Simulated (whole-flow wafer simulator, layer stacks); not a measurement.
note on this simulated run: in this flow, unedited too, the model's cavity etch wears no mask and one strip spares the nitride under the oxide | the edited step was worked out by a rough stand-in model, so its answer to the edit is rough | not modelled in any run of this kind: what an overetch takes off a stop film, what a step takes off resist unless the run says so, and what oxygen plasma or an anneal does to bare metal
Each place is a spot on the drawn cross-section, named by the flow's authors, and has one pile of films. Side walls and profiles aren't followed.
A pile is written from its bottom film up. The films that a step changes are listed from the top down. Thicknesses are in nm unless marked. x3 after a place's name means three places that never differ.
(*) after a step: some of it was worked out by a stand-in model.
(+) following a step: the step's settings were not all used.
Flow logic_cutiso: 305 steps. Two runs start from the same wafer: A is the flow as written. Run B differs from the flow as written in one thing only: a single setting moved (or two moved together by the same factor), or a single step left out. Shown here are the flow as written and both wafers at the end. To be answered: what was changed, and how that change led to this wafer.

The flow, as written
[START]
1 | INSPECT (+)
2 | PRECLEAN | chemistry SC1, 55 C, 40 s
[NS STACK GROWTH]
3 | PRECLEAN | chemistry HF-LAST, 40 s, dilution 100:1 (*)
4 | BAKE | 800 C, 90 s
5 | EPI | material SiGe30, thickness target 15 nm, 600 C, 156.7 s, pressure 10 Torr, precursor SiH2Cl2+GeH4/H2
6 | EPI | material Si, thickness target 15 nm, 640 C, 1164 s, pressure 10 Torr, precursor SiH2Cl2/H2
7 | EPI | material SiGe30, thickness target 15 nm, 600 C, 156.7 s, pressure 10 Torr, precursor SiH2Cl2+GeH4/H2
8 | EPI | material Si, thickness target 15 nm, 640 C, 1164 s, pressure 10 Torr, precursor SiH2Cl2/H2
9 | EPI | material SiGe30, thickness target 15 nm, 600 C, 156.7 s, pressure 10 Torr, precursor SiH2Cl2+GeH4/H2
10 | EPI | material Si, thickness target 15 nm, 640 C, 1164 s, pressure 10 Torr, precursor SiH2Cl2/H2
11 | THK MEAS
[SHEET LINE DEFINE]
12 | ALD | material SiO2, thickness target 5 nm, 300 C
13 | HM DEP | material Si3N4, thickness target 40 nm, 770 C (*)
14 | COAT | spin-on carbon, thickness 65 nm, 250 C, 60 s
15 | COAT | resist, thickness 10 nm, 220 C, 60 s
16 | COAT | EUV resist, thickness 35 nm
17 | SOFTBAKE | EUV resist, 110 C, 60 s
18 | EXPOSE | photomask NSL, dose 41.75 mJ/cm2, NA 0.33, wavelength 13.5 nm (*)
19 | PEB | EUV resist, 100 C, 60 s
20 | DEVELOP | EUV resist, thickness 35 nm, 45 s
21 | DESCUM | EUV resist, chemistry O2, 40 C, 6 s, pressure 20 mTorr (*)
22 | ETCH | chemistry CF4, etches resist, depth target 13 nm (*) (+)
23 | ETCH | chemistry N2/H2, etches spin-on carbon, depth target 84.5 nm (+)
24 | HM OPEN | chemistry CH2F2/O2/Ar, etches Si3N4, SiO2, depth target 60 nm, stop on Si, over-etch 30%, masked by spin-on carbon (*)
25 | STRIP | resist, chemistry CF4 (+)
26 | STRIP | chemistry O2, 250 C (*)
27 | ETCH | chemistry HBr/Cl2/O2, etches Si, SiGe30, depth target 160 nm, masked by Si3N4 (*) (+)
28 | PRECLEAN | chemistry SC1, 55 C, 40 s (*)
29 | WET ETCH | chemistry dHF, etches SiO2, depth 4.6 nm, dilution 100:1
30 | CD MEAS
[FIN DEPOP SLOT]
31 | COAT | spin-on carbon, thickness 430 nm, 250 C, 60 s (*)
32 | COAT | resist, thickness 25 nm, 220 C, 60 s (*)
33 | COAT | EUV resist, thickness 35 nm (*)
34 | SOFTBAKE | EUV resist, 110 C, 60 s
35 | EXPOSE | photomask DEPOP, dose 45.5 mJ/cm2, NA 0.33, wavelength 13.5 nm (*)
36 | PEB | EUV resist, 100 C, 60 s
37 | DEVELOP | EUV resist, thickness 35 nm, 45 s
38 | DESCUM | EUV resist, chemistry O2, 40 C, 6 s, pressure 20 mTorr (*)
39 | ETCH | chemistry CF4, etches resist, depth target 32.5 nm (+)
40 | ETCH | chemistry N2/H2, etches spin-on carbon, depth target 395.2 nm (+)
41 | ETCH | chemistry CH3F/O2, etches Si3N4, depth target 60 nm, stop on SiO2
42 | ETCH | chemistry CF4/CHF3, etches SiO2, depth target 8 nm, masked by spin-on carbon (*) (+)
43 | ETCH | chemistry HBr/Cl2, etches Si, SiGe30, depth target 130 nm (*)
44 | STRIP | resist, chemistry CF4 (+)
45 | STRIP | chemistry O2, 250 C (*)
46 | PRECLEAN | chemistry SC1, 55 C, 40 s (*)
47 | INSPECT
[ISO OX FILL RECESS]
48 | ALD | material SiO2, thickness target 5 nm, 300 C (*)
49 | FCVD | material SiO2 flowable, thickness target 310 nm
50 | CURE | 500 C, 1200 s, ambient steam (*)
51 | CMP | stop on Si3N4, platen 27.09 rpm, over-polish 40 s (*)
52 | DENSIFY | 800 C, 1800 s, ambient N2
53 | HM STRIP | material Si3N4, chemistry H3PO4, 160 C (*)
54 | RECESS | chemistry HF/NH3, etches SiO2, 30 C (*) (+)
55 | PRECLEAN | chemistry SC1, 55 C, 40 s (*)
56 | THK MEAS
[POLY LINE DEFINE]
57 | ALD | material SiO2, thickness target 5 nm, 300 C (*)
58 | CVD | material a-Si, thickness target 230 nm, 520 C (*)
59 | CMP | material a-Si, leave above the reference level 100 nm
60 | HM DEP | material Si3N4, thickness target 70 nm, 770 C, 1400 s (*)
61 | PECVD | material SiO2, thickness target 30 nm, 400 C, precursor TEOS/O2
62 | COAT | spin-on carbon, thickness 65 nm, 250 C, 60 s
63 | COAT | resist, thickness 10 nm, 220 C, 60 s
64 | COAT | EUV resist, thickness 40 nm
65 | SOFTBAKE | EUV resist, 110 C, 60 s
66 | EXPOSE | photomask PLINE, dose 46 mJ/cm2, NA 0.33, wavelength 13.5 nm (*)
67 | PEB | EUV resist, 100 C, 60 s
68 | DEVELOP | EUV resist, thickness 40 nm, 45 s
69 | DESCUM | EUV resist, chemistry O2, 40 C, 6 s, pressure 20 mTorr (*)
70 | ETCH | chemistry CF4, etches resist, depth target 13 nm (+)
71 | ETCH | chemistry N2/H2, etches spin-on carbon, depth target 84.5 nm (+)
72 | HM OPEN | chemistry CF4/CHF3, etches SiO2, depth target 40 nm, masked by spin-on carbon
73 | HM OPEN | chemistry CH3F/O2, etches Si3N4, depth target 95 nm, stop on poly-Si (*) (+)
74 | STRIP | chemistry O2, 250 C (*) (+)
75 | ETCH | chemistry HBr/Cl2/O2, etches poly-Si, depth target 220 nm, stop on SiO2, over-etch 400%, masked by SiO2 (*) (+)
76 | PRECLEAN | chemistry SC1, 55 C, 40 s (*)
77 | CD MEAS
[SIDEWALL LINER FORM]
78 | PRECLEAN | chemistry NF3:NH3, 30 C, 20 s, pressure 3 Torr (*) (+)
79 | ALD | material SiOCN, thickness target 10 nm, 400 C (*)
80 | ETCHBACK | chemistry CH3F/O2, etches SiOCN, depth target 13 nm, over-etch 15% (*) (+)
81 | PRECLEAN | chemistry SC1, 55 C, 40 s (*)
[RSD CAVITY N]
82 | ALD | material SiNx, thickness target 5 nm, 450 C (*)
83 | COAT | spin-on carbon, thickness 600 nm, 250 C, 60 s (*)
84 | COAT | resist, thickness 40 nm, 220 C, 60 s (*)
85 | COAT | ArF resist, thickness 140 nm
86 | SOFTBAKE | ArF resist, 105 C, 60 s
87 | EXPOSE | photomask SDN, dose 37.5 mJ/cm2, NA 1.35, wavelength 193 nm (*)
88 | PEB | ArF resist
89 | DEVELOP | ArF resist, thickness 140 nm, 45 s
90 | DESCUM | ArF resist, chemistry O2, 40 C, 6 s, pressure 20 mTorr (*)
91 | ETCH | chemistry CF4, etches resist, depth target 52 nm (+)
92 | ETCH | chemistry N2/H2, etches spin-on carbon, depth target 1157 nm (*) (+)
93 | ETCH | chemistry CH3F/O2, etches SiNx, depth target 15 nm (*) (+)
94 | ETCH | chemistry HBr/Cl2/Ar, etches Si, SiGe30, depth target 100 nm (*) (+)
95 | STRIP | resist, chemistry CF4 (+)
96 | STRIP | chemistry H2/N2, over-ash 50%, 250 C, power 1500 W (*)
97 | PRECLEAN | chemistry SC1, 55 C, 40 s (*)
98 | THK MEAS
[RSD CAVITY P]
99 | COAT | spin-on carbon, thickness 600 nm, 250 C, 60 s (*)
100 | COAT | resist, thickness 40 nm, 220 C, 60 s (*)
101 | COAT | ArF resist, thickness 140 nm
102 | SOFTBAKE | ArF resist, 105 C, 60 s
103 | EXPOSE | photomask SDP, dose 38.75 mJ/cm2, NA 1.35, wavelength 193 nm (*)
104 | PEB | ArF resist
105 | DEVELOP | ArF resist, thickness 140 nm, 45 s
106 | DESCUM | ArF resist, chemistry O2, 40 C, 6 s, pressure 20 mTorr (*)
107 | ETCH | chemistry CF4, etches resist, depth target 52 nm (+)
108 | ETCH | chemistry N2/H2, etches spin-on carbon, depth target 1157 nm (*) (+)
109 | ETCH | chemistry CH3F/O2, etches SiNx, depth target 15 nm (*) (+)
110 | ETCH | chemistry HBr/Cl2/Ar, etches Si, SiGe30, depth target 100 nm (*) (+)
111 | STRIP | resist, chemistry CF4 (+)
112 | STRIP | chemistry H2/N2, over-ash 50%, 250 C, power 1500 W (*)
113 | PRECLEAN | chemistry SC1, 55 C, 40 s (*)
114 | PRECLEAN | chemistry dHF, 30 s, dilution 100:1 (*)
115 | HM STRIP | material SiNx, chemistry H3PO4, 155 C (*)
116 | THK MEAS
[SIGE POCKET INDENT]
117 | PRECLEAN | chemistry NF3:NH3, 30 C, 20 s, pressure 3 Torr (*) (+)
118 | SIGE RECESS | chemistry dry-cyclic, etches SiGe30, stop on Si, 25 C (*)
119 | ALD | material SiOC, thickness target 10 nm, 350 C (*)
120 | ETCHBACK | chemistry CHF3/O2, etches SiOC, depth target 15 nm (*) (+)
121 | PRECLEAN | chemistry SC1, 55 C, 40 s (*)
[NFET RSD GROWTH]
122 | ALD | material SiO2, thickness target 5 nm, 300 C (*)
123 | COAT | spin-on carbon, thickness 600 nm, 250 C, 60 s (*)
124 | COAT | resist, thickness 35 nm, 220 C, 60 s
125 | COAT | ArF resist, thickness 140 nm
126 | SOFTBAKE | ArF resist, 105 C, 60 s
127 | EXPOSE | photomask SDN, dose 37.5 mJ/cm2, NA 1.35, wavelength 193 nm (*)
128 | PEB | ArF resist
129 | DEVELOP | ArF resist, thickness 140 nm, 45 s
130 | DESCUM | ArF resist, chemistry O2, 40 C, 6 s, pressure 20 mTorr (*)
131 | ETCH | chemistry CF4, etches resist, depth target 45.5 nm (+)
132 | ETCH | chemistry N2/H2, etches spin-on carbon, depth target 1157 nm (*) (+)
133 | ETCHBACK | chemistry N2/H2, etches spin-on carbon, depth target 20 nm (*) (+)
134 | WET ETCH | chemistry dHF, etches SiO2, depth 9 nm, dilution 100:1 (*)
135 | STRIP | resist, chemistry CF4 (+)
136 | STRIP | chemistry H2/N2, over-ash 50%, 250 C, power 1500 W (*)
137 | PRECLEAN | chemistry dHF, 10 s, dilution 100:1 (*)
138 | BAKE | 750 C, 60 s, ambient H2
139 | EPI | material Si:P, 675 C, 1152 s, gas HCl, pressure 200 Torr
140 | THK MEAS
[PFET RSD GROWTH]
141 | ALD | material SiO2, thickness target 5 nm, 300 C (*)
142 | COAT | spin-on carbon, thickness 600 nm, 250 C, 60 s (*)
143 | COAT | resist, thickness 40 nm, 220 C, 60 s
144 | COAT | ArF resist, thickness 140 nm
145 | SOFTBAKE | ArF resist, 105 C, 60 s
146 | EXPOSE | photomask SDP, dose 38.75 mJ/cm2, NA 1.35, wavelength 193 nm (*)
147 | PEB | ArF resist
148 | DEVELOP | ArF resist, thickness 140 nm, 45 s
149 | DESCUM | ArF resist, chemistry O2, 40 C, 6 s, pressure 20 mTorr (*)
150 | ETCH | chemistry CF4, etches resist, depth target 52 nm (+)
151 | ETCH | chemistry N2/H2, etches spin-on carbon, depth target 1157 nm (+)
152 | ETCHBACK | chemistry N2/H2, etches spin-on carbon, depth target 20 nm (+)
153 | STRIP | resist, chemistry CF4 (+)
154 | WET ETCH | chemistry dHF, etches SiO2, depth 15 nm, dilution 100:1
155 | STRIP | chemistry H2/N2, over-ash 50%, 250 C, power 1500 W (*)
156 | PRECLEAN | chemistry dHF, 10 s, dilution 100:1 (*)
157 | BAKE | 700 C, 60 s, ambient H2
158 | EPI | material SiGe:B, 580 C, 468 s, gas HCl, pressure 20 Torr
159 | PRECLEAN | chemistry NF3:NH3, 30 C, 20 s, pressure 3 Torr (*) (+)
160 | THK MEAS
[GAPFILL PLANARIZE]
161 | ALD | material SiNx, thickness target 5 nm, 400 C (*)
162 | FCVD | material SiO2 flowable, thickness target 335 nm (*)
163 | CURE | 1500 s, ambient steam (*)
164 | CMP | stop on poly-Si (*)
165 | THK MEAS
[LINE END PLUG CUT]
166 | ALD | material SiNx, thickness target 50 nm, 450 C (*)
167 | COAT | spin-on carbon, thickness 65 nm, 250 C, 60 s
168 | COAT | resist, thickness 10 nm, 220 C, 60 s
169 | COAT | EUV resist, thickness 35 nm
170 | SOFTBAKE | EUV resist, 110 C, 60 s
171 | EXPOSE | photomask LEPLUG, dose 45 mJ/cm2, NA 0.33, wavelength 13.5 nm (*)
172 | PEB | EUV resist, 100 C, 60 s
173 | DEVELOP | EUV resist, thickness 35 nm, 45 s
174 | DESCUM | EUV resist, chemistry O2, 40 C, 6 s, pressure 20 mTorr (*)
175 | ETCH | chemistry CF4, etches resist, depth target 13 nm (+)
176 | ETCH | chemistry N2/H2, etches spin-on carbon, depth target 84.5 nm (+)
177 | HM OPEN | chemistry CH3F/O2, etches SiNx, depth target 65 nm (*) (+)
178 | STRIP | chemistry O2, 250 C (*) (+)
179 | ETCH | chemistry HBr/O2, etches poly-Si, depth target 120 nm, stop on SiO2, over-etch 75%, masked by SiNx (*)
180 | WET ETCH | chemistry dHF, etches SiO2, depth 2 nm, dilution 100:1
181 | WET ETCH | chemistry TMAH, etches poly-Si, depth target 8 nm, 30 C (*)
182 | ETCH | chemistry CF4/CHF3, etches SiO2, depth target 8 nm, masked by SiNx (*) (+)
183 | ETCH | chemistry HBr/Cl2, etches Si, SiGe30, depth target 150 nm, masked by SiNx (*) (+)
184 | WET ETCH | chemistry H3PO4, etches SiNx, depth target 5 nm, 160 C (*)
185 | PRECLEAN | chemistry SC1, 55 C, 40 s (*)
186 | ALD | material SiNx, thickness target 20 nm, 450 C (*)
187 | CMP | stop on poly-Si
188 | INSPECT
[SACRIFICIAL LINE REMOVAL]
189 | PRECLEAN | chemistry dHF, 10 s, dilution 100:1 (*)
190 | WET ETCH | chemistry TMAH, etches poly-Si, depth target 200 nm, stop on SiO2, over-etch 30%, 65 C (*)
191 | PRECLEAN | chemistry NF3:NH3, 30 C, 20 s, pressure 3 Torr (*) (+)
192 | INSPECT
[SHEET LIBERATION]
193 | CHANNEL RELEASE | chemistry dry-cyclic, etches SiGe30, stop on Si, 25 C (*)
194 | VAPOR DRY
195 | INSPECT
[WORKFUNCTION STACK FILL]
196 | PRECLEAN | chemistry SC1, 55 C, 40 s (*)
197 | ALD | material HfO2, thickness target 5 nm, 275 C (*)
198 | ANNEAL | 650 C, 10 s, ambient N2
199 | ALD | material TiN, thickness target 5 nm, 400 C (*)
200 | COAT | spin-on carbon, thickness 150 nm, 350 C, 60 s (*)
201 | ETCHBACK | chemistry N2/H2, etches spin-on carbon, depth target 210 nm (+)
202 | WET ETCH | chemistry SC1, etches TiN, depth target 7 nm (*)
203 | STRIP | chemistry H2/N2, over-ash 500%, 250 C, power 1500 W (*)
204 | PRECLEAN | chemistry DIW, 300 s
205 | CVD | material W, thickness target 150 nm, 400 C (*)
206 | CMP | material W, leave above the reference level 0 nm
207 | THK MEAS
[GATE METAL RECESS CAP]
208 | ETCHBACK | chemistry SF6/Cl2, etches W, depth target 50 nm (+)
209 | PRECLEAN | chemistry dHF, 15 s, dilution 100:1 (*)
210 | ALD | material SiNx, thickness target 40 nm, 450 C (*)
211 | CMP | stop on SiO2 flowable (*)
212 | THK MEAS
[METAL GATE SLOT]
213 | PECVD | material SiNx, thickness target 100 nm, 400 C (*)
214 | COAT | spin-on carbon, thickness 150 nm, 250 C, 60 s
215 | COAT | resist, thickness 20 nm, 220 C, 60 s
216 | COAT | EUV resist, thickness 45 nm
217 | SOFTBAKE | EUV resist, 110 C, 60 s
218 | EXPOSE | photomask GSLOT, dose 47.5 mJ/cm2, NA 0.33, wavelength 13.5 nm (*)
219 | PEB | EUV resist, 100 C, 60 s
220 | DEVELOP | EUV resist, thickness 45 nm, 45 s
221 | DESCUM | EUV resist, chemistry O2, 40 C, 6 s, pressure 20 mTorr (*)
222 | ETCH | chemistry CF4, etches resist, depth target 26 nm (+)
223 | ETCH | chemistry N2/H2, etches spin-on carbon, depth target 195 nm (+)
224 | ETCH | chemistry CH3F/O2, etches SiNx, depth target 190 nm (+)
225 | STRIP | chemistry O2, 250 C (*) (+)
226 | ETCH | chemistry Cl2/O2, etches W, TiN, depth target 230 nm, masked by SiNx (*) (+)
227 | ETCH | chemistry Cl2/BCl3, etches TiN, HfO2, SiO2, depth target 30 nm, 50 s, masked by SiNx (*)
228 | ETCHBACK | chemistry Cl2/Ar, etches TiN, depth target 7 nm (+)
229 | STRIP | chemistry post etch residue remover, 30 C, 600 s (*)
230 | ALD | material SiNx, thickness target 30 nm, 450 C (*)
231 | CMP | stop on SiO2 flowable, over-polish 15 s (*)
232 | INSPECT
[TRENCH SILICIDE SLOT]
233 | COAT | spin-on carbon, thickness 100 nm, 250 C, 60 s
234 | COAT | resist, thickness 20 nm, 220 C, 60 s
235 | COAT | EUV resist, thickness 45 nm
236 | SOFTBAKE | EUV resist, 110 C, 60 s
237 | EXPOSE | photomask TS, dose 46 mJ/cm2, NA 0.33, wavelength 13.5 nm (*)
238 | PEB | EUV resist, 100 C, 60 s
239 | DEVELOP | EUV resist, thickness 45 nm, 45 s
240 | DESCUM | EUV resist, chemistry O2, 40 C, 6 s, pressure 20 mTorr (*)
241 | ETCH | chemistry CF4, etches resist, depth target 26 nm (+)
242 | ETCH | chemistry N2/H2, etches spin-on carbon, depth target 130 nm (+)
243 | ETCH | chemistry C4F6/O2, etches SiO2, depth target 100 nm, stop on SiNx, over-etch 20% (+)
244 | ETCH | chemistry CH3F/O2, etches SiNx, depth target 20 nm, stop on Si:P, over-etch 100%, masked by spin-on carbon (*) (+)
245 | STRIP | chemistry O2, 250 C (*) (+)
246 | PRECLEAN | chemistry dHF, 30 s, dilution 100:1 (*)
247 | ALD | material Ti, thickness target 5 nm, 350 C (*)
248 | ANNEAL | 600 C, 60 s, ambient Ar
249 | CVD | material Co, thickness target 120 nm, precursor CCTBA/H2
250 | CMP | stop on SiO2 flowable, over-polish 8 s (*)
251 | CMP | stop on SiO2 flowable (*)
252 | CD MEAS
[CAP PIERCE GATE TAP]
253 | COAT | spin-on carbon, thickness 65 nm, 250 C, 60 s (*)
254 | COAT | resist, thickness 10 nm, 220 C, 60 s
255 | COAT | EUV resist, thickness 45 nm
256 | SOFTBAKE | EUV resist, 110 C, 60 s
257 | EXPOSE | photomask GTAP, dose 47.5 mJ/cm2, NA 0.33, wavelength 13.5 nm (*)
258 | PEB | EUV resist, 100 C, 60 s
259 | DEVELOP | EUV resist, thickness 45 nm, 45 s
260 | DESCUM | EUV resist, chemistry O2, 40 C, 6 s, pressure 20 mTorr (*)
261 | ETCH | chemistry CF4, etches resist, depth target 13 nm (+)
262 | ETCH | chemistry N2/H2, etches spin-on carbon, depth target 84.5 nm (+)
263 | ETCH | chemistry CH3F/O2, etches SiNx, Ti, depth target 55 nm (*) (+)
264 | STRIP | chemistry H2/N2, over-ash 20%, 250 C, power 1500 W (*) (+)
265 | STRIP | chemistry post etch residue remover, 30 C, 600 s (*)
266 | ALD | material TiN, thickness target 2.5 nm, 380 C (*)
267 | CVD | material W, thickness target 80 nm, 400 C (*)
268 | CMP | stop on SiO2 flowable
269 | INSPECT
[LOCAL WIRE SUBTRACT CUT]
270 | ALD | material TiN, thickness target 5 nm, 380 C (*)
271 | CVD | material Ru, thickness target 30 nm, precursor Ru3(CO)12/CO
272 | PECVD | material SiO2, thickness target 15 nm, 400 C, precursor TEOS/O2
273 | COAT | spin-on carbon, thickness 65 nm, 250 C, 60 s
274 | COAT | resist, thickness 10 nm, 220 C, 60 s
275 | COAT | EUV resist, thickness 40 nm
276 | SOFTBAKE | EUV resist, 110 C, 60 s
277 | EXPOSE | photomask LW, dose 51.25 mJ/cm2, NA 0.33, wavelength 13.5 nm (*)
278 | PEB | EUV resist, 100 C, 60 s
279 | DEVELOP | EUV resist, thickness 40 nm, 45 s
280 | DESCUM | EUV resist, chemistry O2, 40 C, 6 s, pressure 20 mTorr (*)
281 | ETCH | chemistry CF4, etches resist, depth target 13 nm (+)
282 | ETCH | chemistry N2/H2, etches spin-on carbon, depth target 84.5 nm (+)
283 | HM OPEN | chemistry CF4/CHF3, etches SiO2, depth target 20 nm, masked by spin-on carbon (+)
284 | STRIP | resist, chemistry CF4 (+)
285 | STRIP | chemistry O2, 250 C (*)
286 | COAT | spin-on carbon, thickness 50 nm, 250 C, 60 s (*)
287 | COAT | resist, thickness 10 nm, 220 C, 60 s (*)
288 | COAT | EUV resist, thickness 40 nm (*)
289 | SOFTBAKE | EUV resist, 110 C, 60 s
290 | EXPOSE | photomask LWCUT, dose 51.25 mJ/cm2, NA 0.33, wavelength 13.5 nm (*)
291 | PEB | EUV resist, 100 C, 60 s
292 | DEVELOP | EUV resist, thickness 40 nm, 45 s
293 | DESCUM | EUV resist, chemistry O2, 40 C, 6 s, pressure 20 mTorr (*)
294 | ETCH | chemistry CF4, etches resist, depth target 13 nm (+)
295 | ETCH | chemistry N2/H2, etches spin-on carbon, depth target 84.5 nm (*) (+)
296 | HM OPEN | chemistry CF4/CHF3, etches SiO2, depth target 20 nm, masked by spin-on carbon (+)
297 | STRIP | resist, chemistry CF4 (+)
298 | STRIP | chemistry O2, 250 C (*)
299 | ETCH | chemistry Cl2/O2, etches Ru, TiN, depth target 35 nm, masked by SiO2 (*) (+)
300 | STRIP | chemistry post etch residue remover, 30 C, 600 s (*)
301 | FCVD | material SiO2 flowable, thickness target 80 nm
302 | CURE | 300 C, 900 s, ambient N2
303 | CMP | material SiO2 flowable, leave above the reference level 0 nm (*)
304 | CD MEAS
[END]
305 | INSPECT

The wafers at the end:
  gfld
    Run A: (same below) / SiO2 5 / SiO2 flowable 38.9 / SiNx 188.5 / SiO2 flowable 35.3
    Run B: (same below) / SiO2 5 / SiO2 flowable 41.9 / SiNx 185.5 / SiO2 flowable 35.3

What caused this: step 227, ETCH: depth target 27 nm was run, while the flow as written has depth target 30 nm.

Step by step, how the change led to this:
  227 | ETCH | chemistry Cl2/BCl3, etches TiN, HfO2, SiO2, depth target 30 nm, 50 s, masked by SiNx (*)
      gfld: A -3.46 HfO2 (all of it), -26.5 SiO2 flowable | B -3.46 HfO2 (all of it), -23.5 SiO2 flowable
